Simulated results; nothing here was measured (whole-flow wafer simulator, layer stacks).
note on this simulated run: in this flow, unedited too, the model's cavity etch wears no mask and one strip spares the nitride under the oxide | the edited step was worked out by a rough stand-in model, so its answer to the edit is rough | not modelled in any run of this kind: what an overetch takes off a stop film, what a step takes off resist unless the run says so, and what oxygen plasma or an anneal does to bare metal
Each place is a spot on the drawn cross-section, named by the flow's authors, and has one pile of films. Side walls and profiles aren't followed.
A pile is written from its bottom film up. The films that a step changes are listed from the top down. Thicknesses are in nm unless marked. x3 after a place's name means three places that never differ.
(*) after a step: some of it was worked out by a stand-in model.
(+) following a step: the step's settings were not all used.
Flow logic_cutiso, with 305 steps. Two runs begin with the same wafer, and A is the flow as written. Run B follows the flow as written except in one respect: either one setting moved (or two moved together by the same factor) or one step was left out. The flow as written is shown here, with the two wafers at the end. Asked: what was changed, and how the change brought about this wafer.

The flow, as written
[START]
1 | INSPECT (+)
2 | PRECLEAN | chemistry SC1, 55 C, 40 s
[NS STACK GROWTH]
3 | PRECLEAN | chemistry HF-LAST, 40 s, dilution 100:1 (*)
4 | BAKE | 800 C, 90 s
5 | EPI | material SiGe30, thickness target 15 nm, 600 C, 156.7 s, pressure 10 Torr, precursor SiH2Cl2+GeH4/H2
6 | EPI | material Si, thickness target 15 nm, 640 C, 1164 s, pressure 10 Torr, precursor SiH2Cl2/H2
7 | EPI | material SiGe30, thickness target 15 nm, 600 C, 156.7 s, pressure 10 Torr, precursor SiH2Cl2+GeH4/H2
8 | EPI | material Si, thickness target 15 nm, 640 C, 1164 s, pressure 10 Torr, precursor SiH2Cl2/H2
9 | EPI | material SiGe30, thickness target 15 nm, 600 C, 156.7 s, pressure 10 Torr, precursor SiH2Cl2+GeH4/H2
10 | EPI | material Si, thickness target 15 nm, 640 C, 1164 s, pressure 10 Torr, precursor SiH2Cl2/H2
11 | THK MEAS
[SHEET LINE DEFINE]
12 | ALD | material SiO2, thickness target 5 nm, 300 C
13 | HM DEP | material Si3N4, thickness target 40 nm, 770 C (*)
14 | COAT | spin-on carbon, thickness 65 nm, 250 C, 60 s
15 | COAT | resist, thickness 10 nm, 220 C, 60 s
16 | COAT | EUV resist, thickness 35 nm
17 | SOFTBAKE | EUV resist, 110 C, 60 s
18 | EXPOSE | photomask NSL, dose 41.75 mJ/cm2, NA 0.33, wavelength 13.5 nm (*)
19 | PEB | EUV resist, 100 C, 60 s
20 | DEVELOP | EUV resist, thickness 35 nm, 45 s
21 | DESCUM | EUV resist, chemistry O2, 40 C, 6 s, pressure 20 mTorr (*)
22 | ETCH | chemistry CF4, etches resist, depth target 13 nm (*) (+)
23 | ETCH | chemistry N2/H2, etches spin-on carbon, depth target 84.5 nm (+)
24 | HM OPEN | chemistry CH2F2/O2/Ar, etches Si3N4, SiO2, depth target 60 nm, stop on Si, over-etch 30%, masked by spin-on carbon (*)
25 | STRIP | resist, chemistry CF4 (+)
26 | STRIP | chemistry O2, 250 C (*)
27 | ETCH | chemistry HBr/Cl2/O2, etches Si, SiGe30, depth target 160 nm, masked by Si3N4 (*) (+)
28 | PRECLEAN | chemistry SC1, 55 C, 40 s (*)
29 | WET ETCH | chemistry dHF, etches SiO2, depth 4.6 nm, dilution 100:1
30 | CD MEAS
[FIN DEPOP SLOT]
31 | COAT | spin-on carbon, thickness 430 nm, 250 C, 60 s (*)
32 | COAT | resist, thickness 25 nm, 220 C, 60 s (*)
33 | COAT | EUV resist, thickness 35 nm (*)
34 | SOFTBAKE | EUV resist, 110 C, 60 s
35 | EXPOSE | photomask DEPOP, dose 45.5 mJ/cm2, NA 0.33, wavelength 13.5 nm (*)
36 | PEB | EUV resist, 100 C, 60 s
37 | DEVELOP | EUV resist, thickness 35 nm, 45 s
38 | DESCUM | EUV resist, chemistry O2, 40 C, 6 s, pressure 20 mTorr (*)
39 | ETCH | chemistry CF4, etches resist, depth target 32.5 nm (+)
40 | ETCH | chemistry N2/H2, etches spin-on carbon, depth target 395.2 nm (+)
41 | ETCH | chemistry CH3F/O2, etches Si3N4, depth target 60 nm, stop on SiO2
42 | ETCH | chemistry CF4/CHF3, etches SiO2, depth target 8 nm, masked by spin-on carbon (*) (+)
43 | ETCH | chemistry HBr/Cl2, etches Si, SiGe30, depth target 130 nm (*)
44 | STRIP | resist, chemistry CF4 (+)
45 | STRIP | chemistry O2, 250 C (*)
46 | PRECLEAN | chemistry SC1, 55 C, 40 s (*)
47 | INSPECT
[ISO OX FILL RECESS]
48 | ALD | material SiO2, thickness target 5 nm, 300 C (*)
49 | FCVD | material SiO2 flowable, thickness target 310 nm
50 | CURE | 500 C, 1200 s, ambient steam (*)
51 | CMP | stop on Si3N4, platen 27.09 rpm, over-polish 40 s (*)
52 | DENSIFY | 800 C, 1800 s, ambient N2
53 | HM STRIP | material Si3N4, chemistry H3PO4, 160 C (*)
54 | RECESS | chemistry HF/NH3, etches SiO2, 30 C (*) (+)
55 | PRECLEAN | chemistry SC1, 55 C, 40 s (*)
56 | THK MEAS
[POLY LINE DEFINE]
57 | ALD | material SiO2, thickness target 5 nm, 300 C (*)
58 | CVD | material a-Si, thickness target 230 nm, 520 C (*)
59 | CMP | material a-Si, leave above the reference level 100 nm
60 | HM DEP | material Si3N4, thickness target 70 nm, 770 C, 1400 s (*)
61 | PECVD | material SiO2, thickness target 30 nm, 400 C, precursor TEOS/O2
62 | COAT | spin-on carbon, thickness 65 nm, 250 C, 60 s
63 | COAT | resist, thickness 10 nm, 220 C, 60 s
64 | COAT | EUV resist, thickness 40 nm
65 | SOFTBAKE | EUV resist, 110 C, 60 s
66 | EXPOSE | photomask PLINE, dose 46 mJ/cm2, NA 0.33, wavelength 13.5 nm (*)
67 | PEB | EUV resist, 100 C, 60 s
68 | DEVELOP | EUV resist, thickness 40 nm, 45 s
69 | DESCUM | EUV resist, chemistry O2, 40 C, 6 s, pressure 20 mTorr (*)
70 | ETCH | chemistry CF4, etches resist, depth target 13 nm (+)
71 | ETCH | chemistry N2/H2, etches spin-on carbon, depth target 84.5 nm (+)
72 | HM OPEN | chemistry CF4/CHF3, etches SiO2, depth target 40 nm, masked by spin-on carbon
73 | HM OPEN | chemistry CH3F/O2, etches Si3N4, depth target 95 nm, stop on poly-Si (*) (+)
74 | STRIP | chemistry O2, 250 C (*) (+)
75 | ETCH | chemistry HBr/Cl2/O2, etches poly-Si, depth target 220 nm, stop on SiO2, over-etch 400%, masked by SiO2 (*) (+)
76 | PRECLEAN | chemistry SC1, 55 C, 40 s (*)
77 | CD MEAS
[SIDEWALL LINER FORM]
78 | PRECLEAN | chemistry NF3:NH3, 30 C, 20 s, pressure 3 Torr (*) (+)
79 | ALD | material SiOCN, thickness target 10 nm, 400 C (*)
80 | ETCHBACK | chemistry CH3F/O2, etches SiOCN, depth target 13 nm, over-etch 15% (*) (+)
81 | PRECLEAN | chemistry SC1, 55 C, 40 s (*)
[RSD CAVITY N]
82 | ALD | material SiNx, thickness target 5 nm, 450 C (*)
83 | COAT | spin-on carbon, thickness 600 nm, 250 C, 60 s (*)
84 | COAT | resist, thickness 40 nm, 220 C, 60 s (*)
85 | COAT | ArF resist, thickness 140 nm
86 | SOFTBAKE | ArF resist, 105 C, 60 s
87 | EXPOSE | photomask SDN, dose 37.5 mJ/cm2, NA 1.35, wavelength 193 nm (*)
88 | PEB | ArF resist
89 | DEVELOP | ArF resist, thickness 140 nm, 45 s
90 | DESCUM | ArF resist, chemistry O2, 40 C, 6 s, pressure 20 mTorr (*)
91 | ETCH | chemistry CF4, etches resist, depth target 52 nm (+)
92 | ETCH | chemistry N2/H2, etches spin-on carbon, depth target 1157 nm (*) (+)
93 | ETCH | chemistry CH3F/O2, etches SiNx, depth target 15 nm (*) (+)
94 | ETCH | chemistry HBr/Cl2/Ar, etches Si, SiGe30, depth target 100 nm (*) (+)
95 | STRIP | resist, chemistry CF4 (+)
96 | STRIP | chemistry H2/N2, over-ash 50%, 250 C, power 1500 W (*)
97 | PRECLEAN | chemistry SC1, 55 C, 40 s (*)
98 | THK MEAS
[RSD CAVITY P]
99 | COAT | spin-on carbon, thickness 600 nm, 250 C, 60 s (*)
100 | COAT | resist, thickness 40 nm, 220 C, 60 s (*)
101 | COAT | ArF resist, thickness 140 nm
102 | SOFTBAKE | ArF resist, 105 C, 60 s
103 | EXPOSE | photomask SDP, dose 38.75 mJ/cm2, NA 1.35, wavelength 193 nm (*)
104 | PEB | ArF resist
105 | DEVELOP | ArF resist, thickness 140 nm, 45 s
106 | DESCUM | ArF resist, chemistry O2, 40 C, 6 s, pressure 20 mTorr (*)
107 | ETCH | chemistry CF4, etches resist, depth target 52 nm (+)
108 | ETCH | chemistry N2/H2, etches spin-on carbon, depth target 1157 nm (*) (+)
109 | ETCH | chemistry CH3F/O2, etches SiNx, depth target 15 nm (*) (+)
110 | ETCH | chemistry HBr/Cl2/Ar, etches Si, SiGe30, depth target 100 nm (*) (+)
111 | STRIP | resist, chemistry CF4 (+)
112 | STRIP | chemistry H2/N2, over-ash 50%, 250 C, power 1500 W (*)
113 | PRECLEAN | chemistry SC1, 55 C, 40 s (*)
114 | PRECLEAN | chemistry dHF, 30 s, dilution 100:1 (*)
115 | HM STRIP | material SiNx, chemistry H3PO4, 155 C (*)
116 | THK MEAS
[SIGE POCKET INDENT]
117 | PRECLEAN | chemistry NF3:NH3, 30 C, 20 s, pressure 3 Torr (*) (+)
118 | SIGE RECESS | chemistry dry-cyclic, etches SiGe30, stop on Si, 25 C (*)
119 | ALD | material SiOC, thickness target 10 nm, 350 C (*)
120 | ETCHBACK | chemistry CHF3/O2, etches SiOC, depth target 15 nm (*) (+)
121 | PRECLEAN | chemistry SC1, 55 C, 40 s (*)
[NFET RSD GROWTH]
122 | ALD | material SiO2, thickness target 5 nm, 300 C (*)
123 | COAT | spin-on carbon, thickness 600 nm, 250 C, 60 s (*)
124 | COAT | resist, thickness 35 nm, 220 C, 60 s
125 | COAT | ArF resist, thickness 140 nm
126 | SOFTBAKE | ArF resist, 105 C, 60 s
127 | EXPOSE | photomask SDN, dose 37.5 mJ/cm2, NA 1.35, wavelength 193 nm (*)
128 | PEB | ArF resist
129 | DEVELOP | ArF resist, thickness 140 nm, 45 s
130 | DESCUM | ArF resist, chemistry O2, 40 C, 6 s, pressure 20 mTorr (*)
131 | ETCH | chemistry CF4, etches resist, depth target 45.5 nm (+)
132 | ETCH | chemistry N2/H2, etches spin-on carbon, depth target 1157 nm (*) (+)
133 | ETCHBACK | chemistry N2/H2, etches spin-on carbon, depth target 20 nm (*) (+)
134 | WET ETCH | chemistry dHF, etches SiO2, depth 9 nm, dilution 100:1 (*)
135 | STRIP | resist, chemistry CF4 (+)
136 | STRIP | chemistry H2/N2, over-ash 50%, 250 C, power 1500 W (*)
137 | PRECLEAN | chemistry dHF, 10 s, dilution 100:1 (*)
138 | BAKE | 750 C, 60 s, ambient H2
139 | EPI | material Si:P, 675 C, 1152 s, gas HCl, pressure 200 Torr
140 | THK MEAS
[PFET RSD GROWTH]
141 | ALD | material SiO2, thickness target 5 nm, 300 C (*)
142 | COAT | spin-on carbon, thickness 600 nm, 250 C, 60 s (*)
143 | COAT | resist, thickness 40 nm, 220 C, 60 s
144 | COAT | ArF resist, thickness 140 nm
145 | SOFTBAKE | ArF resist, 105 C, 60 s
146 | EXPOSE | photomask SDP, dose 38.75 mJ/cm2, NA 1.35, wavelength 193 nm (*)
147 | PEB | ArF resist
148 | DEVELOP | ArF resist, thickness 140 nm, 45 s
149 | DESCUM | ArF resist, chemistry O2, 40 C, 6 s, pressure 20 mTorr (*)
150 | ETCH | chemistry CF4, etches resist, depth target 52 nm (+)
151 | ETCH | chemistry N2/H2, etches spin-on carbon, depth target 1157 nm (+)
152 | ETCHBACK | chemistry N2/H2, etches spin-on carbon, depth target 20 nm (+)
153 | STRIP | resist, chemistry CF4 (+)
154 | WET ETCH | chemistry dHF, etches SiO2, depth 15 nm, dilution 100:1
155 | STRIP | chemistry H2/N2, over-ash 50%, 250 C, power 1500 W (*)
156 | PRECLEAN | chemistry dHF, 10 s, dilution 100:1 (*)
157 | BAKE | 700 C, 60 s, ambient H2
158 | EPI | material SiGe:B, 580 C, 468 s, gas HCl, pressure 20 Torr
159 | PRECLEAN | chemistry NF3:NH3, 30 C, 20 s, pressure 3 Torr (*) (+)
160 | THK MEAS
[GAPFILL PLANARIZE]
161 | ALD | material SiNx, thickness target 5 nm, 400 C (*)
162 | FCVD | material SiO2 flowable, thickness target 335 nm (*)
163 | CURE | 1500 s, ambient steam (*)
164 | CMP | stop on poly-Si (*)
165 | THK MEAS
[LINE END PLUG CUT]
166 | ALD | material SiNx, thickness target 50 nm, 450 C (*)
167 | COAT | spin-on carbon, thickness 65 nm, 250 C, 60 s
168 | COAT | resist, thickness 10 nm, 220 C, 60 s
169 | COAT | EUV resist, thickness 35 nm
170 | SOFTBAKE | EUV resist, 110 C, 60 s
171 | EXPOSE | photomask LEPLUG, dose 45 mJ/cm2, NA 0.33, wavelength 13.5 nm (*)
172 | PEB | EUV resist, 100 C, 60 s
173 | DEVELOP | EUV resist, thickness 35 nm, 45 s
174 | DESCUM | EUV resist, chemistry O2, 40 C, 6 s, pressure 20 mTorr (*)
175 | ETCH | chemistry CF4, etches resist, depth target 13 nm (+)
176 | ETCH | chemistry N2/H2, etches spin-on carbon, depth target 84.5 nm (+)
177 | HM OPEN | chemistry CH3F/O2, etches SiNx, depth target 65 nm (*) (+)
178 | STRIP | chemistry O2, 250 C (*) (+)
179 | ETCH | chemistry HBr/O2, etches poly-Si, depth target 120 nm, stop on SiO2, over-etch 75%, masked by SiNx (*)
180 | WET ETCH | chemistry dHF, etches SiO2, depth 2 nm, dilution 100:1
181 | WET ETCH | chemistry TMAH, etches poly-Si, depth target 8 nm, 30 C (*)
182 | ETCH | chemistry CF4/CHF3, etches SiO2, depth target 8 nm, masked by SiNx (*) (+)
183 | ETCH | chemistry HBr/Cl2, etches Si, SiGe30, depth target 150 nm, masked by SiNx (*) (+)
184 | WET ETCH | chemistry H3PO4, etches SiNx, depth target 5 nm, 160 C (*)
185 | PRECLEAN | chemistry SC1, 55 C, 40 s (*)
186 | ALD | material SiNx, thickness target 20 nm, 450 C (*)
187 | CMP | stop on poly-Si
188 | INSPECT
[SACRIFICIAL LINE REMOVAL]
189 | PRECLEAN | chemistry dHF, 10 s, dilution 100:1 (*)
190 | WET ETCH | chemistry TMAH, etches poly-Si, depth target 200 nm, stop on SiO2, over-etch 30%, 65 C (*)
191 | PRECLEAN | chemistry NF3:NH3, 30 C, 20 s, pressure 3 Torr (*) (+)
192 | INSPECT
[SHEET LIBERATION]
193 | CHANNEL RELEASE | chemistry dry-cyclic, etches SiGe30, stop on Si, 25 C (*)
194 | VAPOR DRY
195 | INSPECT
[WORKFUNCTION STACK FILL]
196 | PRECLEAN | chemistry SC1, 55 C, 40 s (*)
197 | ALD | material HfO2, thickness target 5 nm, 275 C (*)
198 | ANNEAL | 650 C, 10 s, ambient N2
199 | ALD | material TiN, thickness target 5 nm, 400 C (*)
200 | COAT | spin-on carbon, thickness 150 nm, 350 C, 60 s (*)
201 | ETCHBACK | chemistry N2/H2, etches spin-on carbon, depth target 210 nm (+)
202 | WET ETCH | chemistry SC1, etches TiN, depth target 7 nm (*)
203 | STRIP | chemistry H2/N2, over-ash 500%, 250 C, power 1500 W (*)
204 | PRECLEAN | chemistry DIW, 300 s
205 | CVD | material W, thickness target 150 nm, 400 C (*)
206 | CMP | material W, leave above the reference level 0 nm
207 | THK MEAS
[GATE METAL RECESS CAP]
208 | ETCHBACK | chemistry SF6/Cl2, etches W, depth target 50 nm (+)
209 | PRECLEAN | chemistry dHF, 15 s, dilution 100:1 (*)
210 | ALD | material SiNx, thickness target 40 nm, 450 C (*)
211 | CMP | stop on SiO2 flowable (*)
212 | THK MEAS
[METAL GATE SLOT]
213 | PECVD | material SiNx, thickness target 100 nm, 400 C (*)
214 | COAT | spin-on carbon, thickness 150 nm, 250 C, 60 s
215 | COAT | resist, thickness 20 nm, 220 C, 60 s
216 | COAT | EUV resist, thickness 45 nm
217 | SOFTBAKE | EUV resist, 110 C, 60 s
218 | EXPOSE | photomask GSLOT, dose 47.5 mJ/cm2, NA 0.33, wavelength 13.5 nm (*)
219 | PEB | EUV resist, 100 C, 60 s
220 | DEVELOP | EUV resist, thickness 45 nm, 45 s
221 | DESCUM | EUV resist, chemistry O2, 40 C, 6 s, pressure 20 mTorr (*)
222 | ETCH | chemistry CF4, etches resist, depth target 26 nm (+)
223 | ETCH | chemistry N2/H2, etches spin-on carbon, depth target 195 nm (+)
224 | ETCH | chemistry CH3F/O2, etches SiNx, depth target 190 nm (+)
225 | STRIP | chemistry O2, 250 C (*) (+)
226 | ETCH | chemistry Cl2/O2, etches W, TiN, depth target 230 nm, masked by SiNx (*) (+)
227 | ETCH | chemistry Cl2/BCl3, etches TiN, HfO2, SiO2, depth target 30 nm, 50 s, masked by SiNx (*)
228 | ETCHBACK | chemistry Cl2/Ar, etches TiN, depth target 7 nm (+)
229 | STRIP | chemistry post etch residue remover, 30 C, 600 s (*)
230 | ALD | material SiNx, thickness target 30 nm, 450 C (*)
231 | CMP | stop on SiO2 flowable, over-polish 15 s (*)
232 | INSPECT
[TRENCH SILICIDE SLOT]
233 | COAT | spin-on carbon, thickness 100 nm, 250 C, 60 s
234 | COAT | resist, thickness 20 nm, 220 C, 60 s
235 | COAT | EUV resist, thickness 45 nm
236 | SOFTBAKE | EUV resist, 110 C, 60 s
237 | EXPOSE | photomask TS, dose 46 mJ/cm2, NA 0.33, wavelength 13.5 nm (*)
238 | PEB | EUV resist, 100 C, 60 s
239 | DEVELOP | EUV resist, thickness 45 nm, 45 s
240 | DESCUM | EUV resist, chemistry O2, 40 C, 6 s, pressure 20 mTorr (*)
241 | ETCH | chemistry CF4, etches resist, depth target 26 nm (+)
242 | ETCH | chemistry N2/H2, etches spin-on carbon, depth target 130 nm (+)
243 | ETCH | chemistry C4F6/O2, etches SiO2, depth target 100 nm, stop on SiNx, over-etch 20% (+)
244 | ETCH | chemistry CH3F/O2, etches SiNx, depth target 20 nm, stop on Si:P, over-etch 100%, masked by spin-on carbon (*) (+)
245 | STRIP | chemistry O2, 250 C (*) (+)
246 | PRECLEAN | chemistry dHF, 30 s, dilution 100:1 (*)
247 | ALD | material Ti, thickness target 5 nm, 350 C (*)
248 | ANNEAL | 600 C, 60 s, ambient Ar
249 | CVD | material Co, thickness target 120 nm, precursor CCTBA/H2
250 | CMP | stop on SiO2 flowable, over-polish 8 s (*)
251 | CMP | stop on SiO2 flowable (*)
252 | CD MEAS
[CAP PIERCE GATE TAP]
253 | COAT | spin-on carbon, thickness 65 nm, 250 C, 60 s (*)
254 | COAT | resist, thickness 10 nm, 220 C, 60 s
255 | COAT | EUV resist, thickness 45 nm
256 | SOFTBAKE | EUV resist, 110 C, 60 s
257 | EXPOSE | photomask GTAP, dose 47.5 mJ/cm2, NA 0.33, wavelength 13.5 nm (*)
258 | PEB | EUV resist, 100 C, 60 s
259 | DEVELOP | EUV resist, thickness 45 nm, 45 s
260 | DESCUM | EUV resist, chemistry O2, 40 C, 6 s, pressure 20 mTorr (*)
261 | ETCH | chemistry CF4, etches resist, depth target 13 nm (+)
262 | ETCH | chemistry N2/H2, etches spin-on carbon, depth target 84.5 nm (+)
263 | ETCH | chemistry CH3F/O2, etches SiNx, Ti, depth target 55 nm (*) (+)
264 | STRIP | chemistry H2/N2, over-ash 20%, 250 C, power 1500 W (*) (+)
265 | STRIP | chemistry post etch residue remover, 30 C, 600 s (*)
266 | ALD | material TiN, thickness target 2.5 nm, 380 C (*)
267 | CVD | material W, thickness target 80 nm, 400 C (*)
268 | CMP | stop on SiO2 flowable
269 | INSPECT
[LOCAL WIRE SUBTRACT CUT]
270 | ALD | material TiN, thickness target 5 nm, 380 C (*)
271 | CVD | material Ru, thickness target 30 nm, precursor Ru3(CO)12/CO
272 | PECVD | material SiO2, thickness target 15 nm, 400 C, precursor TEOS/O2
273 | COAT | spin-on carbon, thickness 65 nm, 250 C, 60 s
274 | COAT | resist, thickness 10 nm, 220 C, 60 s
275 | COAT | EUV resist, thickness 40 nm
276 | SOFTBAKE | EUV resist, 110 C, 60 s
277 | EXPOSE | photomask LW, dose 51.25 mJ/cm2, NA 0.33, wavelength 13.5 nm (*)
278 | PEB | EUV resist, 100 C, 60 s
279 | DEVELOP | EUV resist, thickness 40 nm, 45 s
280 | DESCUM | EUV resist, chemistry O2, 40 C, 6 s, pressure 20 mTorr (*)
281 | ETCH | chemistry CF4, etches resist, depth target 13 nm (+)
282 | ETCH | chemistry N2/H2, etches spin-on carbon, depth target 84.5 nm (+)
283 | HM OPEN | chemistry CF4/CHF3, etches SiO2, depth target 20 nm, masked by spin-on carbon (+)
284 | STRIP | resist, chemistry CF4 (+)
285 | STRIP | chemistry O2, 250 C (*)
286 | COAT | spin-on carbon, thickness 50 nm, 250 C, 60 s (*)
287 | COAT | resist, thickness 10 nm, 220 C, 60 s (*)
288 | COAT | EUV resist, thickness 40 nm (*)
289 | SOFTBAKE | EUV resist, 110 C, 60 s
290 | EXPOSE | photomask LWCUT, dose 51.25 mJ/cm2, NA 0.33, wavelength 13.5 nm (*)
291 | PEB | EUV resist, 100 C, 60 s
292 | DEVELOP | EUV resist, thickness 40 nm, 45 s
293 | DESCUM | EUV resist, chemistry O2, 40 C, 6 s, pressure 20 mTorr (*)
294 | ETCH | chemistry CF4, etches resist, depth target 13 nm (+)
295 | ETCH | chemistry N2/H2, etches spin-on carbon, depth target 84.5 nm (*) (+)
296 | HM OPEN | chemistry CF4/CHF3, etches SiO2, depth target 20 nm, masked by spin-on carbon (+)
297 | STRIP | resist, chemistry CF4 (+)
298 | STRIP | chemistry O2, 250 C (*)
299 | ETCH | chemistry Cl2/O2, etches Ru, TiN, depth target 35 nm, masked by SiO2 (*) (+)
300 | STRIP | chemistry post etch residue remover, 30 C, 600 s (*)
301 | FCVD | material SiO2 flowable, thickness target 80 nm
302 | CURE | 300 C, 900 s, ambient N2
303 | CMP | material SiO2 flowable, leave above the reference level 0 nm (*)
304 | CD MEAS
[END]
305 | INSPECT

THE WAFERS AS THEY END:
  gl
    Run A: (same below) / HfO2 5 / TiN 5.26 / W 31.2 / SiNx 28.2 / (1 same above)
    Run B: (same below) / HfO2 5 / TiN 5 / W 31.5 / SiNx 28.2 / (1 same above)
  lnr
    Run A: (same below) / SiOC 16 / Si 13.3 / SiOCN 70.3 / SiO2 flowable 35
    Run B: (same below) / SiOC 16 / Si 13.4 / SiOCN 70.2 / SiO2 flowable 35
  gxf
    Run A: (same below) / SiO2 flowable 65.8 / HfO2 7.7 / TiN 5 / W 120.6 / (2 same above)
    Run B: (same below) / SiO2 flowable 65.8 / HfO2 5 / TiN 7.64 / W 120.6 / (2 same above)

Cause: step 75, ETCH: over-etch 220% was run, while the flow as written has over-etch 400%.

Step by step, how the change led to this:
  75 | ETCH | chemistry HBr/Cl2/O2, etches poly-Si, depth target 220 nm, stop on SiO2, over-etch 400%, masked by SiO2 (*) (+)
      lnr, lnrp, lnrt, rsdn, rsdp, rsdw, rsdx: A chemical SiO2 loses 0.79 (all of it), poly-Si loses 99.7 (all of it), SiO2 loses 5 (all of it) | B chemical SiO2 loses 0.79 (all of it), poly-Si loses 99.7 (all of it), SiO2 loses 3.02
      depop, dpovl, gfld and 10 more: A SiO2 loses 9.58 | B SiO2 loses 7.88
      (also at 2 further places)
  78 | PRECLEAN | chemistry NF3:NH3, 30 C, 20 s, pressure 3 Torr (*) (+)
      lnr, lnrp, lnrt, rsdn, rsdp, rsdw, rsdx: A chemical SiO2 loses 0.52 (all of it) | B SiO2 loses 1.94 (all of it), chemical SiO2 loses 0.49 (all of it)
      iso, lnri: A SiO2 loses 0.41 (all of it), SiO2 flowable loses 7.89 | B SiO2 loses 2.38 (all of it), SiO2 flowable loses 5.6
  120 | ETCHBACK | chemistry CHF3/O2, etches SiOC, depth target 15 nm (*) (+)
      gl, tap: A SiOC loses 10 (all of it), SiO2 loses 4.21 (all of it), Si3N4 loses 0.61 | B SiOC loses 10 (all of it), SiO2 loses 5
      glp: A SiOC loses 10 (all of it), SiO2 loses 4.25 (all of it), Si3N4 loses 0.58 | B SiOC loses 10 (all of it), SiO2 loses 5
      (also at 2 further places)
  122 | ALD | material SiO2, thickness target 5 nm, 300 C (*)
      gl, glp, tap: A SiO2 gains 5 (new film) | B SiO2 gains 5
      gxn: A SiO2 gains 6.76 (new film) | B SiO2 gains 7.01
      (also at 1 further place)
  132 | ETCH | chemistry N2/H2, etches spin-on carbon, depth target 1157 nm (*) (+)
      gl, tap: A spin-on carbon loses 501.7 (all of it), SiO2 loses 5 (all of it), Si3N4 loses 0.5 | B spin-on carbon loses 501.6 (all of it), SiO2 loses 5.87 (all of it), Si3N4 loses 0.08
  133 | ETCHBACK | chemistry N2/H2, etches spin-on carbon, depth target 20 nm (*) (+)
      gxn: A SiO2 loses 0.7 (all of it), Si3N4 loses 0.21 | B SiO2 loses 1.11
  134 | WET ETCH | chemistry dHF, etches SiO2, depth 9 nm, dilution 100:1 (*)
      gxn: A Si3N4 loses 0.34 | B SiO2 loses 1.67 (all of it), Si3N4 loses 0.21
  141 | ALD | material SiO2, thickness target 5 nm, 300 C (*)
      gxn: A SiO2 gains 10.1 (new film) | B SiO2 gains 11.4 (new film)
  153 | STRIP | resist, chemistry CF4 (+)
      glp: A SiO2 loses 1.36 (all of it) | B SiO2 loses 2.24 (all of it)
      gxp: A SiO2 loses 3.06 (all of it) | B SiO2 loses 5.15 (all of it)
  161 | ALD | material SiNx, thickness target 5 nm, 400 C (*)
      gxp: A SiNx gains 5 (new film) | B SiNx gains 5.65 (new film)
  164 | CMP | stop on poly-Si (*)
      depop, dpovl, isow, ns, nsgap: A SiO2 flowable loses 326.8 (all of it), SiNx loses 5 (all of it), SiO2 loses 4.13 (all of it), Si3N4 loses 70 (all of it) | B SiO2 flowable loses 326.8 (all of it), SiNx loses 5 (all of it), SiO2 loses 5.83 (all of it), Si3N4 loses 70 (all of it)
      gxf, plug: A SiO2 flowable loses 251.9 (all of it), SiNx loses 5 (all of it), SiO2 loses 4.13 (all of it), Si3N4 loses 70 (all of it) | B SiO2 flowable loses 251.7 (all of it), SiNx loses 5 (all of it), SiO2 loses 5.83 (all of it), Si3N4 loses 70 (all of it)
      (also at 7 further places)
  197 | ALD | material HfO2, thickness target 5 nm, 275 C (*)
      gxf: A HfO2 gains 7.7 (new film) | B HfO2 gains 5 (new film)
  199 | ALD | material TiN, thickness target 5 nm, 400 C (*)
      gfld: A TiN gains 7.64 (new film) | B TiN gains 5.6 (new film)
      gxf: A TiN gains 5 (new film) | B TiN gains 7.64 (new film)
  226 | ETCH | chemistry Cl2/O2, etches W, TiN, depth target 230 nm, masked by SiNx (*) (+)
      gfld: A W loses 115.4 (all of it), TiN loses 7.64 (all of it), HfO2 loses 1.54 | B W loses 117.5 (all of it), TiN loses 5.6 (all of it), HfO2 loses 1.54
